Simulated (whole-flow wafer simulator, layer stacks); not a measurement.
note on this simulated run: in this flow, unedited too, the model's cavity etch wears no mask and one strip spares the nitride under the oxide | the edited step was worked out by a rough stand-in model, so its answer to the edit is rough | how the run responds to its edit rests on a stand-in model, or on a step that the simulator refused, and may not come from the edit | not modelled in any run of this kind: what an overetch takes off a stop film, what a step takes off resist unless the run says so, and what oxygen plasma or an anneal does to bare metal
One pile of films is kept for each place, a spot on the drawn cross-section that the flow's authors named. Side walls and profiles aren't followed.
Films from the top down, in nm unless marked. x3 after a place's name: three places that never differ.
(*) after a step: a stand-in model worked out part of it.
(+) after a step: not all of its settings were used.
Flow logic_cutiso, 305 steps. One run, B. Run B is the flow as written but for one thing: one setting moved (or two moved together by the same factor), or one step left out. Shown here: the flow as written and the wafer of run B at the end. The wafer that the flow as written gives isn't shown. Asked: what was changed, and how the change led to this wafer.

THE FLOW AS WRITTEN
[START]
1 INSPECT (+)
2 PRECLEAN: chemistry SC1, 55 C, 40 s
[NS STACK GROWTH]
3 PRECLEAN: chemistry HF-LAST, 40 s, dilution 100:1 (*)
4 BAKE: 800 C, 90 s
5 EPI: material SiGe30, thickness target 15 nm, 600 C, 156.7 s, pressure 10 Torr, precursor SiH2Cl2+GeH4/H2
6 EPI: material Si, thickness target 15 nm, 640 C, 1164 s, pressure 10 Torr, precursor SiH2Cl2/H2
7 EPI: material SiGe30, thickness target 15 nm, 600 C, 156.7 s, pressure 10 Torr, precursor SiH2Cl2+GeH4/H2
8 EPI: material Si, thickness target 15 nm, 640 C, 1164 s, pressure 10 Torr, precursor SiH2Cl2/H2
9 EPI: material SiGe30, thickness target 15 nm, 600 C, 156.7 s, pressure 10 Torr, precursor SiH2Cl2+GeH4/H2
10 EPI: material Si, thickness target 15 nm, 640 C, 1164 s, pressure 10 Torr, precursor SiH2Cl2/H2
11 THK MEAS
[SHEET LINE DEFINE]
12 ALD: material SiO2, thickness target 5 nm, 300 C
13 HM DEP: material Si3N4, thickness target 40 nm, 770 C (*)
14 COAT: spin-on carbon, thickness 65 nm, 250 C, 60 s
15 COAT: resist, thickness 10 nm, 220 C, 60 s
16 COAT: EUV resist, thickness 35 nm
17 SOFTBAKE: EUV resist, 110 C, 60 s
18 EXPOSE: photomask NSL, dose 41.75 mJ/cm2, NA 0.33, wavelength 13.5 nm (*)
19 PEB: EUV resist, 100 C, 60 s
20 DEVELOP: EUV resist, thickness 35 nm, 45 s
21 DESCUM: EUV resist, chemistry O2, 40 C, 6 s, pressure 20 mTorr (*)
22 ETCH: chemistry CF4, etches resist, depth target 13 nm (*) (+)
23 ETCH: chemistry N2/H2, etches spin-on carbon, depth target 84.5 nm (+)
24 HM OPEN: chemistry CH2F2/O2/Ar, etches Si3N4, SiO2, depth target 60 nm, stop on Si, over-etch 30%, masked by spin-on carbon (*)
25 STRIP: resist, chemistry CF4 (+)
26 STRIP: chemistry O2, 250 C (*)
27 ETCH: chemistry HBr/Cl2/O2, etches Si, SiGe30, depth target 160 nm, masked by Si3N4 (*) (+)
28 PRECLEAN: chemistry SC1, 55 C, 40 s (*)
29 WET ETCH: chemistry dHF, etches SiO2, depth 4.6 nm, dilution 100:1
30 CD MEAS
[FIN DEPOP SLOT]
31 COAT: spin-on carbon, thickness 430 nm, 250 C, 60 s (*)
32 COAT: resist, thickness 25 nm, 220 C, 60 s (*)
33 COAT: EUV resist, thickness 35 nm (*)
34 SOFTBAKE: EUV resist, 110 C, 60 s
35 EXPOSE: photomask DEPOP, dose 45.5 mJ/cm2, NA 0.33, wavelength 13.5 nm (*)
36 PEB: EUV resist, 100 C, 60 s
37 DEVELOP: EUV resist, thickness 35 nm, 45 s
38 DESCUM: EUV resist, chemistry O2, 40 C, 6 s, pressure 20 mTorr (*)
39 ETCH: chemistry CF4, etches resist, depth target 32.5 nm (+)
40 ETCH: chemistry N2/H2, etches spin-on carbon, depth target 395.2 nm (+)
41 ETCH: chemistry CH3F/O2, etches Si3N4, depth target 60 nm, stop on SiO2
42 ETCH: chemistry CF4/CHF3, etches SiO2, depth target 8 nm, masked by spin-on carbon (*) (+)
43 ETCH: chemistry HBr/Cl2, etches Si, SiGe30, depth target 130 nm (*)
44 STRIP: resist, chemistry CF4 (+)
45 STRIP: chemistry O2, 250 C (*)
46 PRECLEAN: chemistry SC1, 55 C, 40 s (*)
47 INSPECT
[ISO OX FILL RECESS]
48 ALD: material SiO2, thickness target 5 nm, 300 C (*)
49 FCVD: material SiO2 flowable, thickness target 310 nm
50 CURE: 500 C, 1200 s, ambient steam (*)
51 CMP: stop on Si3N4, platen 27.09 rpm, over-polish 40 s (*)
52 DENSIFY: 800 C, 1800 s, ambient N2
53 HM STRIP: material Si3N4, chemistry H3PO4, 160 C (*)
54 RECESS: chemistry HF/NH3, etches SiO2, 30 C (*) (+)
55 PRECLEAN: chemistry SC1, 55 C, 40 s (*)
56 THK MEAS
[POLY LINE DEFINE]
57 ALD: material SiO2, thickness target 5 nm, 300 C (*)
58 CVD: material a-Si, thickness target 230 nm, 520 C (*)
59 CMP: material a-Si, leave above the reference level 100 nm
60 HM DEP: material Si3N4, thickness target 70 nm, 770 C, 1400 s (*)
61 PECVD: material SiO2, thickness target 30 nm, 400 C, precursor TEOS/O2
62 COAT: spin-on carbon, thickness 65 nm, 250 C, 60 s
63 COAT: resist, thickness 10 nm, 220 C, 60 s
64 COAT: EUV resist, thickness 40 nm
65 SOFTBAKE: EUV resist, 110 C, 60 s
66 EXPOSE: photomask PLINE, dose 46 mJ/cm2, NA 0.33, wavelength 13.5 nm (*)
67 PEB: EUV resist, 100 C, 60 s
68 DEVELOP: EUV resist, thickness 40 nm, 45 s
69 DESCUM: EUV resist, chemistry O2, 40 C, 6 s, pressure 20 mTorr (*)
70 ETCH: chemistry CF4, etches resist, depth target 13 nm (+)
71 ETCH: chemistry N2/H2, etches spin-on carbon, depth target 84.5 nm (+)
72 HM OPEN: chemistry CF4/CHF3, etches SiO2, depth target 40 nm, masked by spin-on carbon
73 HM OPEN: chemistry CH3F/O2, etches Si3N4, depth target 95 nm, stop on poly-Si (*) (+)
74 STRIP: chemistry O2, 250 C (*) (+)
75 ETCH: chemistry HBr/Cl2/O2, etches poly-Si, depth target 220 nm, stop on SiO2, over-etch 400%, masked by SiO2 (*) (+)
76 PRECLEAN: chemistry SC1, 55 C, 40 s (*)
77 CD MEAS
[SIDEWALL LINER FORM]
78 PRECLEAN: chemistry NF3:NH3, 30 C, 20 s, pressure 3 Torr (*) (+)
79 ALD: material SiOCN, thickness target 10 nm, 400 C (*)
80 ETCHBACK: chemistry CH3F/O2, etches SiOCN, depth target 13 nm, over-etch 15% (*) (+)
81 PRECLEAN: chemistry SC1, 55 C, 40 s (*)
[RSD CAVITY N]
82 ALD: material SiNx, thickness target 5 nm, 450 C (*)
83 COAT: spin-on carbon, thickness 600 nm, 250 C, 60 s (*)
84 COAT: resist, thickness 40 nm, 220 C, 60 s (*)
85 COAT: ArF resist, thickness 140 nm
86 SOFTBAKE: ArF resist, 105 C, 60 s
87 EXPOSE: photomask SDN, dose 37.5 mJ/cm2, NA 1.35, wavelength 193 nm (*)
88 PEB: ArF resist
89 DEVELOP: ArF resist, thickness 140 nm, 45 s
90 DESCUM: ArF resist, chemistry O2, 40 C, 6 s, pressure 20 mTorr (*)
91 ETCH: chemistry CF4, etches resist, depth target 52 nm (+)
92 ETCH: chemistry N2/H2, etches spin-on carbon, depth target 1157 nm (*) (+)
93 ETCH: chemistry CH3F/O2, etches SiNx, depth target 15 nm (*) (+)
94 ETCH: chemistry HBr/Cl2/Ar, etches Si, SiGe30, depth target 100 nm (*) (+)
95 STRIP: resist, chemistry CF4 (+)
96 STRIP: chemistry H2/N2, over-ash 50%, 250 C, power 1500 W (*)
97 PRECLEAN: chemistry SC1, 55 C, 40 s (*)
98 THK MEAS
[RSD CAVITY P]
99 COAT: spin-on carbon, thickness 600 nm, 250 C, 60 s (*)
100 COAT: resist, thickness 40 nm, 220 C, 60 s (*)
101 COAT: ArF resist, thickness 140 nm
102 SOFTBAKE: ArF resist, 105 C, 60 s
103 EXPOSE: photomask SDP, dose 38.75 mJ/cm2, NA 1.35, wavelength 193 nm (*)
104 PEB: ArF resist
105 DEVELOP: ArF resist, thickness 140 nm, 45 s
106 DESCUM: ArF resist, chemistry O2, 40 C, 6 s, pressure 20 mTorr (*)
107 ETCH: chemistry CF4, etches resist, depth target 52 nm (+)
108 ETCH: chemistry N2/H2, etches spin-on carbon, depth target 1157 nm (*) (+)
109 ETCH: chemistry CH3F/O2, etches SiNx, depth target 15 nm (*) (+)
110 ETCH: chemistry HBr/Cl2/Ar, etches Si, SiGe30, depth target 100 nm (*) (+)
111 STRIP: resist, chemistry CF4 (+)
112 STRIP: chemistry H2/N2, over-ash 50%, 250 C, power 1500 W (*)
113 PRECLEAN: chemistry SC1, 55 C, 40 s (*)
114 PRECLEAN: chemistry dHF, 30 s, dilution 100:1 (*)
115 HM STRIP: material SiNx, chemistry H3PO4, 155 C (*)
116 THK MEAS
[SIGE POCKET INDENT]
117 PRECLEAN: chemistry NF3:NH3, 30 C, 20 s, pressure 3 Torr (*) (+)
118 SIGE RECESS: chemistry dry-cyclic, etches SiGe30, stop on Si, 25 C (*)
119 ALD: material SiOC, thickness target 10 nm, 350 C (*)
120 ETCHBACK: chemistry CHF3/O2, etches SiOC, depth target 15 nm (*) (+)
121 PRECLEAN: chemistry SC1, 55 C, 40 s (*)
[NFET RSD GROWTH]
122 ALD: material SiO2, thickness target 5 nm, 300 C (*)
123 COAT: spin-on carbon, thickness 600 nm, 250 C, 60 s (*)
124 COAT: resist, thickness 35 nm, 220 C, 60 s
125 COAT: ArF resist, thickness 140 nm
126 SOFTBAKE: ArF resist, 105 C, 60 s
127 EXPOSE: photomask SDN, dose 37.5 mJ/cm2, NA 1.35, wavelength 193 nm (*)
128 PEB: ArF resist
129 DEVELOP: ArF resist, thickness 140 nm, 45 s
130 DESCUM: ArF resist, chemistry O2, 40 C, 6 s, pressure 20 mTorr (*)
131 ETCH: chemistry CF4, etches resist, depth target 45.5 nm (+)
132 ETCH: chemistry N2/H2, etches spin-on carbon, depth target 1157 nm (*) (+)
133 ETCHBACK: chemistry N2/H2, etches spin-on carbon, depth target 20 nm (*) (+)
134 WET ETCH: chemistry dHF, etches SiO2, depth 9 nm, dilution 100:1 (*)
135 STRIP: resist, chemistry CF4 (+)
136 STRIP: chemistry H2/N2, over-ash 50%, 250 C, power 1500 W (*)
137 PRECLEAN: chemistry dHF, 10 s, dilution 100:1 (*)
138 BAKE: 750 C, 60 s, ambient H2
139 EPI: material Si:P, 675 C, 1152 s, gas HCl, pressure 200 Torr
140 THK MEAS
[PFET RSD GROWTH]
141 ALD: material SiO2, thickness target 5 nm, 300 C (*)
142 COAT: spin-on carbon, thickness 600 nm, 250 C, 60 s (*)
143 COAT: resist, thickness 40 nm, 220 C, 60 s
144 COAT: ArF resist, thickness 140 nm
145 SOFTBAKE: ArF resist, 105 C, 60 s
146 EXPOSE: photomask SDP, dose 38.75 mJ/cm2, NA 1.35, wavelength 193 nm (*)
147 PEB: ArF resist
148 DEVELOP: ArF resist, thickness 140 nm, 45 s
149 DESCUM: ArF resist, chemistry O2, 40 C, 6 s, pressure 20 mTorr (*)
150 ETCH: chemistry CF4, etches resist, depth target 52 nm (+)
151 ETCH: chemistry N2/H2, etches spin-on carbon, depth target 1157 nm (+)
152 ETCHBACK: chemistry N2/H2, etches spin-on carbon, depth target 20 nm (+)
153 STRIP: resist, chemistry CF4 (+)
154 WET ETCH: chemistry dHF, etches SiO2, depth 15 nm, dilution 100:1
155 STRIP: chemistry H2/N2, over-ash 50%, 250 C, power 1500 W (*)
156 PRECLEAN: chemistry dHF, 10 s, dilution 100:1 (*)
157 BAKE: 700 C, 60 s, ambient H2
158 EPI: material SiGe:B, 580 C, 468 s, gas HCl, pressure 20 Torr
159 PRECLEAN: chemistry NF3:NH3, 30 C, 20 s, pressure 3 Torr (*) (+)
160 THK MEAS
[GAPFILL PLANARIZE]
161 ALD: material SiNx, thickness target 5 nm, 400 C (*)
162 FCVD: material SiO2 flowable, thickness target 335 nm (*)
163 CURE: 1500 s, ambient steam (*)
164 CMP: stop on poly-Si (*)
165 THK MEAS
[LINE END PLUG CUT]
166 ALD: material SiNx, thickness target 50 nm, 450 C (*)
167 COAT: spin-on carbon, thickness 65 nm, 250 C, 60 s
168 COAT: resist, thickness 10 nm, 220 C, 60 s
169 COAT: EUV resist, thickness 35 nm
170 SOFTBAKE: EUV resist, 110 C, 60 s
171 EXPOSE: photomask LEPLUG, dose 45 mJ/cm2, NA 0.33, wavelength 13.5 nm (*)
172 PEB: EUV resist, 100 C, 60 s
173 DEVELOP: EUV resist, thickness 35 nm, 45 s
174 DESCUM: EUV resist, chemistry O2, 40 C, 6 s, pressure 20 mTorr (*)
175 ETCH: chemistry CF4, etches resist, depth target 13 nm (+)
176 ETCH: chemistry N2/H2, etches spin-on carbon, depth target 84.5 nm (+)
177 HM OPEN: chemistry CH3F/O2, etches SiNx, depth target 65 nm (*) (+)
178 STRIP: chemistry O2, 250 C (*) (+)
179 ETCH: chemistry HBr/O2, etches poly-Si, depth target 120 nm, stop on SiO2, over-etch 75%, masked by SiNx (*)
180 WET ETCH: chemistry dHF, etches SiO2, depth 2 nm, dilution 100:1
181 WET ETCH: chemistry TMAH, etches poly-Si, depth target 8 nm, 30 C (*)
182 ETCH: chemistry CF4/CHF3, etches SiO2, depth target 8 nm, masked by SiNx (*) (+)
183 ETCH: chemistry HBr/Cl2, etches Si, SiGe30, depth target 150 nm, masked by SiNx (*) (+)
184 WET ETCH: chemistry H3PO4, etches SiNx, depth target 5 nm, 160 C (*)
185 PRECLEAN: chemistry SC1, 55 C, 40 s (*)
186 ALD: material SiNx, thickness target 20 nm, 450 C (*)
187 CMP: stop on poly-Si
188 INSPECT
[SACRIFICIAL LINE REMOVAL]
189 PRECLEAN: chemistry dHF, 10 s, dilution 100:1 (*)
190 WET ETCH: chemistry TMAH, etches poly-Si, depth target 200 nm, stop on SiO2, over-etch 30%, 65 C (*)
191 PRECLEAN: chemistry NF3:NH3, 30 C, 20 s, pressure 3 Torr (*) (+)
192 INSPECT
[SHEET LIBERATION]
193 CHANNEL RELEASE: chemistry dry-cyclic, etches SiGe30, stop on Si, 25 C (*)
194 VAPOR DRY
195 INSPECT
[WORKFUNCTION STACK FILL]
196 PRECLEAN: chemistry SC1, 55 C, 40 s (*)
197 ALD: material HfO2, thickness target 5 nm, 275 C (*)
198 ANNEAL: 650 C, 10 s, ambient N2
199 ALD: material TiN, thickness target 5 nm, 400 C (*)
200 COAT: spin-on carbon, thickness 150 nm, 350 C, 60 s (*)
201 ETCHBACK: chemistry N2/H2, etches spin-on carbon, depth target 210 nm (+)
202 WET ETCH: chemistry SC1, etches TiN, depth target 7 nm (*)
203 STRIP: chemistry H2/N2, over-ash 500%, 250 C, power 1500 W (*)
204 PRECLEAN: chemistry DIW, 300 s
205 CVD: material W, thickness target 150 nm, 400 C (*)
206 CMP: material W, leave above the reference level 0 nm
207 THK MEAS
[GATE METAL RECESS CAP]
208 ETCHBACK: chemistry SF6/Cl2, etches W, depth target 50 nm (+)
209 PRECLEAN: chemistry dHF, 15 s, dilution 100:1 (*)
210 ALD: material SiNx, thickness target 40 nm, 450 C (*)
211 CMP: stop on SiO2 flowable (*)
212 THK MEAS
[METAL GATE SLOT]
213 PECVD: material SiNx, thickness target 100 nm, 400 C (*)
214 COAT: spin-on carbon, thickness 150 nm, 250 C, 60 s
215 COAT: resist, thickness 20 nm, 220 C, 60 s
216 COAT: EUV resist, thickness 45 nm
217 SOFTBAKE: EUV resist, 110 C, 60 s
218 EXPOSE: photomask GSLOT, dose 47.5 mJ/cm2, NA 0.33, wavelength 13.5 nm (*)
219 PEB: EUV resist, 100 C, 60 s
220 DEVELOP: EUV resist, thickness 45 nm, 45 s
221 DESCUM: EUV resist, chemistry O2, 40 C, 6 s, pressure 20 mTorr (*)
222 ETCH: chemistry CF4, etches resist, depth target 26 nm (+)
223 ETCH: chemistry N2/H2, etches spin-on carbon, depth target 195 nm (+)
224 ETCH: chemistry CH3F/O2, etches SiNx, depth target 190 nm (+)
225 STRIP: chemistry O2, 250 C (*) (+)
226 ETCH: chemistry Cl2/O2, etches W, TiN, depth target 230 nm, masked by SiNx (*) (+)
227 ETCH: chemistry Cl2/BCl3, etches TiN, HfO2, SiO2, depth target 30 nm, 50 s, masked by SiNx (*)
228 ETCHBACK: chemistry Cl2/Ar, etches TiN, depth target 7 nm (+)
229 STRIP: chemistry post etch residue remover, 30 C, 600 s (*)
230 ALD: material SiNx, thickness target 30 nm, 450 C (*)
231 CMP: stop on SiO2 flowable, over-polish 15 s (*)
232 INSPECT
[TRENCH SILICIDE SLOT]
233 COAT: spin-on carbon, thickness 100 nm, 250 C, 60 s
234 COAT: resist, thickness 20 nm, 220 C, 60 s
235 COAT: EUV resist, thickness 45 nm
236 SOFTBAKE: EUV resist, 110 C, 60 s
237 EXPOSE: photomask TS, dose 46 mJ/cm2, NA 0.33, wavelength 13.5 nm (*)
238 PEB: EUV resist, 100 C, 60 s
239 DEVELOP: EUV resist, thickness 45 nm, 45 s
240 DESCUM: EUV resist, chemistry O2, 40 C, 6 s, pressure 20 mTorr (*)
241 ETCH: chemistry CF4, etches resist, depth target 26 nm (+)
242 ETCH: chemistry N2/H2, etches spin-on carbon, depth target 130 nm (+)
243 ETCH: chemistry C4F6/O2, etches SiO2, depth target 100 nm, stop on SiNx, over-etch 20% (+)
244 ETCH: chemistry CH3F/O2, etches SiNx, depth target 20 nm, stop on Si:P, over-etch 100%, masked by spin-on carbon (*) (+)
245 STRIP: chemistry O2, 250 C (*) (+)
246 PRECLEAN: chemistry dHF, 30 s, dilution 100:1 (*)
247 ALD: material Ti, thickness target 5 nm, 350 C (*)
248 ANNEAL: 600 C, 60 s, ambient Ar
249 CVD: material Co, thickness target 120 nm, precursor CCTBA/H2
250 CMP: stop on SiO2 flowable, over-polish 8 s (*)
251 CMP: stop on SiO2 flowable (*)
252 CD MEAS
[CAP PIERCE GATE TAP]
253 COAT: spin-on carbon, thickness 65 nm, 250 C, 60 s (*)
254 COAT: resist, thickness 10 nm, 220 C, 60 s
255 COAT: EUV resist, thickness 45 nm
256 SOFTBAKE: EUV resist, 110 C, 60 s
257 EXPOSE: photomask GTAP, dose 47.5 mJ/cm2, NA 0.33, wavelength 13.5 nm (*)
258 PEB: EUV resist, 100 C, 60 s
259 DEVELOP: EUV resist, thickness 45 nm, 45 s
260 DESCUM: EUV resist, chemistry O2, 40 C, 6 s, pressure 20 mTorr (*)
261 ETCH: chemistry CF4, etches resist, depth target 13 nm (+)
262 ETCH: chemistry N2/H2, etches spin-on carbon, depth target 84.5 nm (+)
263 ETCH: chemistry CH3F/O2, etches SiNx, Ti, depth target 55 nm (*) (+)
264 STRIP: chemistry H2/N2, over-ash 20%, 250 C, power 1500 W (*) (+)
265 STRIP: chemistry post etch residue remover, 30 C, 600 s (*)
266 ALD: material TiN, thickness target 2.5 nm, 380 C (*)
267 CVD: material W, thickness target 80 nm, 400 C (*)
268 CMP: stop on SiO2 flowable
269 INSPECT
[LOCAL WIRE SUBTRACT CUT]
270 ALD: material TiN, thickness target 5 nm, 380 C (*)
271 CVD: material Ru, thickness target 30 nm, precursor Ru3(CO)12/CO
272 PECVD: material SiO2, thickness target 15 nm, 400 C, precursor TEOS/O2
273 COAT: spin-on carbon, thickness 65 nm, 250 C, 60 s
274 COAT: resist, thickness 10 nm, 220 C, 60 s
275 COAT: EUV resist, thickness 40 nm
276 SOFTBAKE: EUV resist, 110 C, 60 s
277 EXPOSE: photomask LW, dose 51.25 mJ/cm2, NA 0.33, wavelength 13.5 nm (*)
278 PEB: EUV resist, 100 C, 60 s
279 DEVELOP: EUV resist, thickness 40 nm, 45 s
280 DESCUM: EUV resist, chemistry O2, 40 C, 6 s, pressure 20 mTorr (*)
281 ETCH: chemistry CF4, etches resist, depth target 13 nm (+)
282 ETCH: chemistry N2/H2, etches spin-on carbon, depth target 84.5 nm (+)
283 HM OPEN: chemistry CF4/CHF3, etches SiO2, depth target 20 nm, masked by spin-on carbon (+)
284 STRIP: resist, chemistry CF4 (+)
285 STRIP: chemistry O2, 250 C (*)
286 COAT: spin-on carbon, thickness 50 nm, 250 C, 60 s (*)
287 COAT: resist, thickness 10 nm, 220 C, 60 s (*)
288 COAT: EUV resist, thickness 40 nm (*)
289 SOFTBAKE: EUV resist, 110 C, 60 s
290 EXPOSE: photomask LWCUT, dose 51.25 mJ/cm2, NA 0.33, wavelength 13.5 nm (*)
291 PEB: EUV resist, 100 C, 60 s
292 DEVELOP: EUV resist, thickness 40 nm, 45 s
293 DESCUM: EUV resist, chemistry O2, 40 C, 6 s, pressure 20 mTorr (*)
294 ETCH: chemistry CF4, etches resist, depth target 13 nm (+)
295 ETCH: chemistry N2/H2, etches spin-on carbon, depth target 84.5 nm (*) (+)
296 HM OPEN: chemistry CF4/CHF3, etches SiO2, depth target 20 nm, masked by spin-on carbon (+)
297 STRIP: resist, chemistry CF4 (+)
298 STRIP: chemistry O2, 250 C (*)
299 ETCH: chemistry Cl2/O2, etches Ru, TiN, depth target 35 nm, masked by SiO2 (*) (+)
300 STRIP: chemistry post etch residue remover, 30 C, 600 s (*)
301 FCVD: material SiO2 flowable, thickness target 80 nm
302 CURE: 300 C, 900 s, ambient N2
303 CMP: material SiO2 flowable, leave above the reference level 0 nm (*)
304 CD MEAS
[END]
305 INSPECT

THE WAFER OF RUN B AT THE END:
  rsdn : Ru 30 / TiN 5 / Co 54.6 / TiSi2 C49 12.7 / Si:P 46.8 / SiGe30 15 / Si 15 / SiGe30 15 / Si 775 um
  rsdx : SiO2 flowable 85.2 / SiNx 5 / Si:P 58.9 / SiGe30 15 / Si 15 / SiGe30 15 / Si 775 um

The cause: step 94, ETCH: depth target 40 nm was run, where the flow has depth target 100 nm.

How the change led to this, step by step:
  94 ETCH: chemistry HBr/Cl2/Ar, etches Si, SiGe30, depth target 100 nm (*) (+)
      rsdn, rsdx: chemical SiO2 -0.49 (all of it), Si -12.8 (all of it), SiGe30 -15 (all of it), Si -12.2 (as written it would be: chemical SiO2 -0.49 (all of it), Si -12.8 (all of it), SiGe30 -15 (all of it), Si -15 (all of it), SiGe30 -15 (all of it), Si -15 (all of it), SiGe30 -15 (all of it), Si -12.2)
  99 COAT: spin-on carbon, thickness 600 nm, 250 C, 60 s (*)
      rsdn, rsdx: spin-on carbon +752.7 (new film) (as written it would be: spin-on carbon +802.8 (new film))
  111 STRIP: resist, chemistry CF4 (+)
      gl, gxf, gxn, lnr, lnrt, rsdn, rsdx: resist -13.5 (all of it) (as written it would be: resist -14.1 (all of it))
      plug: resist -13.4 (all of it) (as written it would be: resist -14 (all of it))
  112 STRIP: chemistry H2/N2, over-ash 50%, 250 C, power 1500 W (*)
      rsdn, rsdx: spin-on carbon -752.7 (all of it) (as written it would be: spin-on carbon -802.8 (all of it))
  120 ETCHBACK: chemistry CHF3/O2, etches SiOC, depth target 15 nm (*) (+)
      rsdn, rsdx: SiOC -10 (all of it), Si -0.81 (as written it would be: SiOC -10 (all of it))
  123 COAT: spin-on carbon, thickness 600 nm, 250 C, 60 s (*)
      rsdn, rsdx: spin-on carbon +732 (new film) (as written it would be: spin-on carbon +783.3 (new film))
  132 ETCH: chemistry N2/H2, etches spin-on carbon, depth target 1157 nm (*) (+)
      rsdn, rsdx: spin-on carbon -726.7 (all of it), SiO2 -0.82 (as written it would be: spin-on carbon -778.1 (all of it))
  134 WET ETCH: chemistry dHF, etches SiO2, depth 9 nm, dilution 100:1 (*)
      rsdn, rsdx: SiO2 -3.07 (all of it), chemical SiO2 -0.49 (all of it) (as written it would be: SiO2 -3.89 (all of it), chemical SiO2 -0.49 (all of it))
  135 STRIP: resist, chemistry CF4 (+)
      rsdn, rsdx: Si -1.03 (all of it) (as written it would be: nothing)
      iso, lnri, rsdw: resist -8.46 (all of it) (as written it would be: resist -7.93 (all of it))
      (and at 6 more places)
  139 EPI: material Si:P, 675 C, 1152 s, gas HCl, pressure 200 Torr
      rsdn, rsdx: Si:P +58.9 (new film) (as written it would be: Si:P +116.9 (new film))
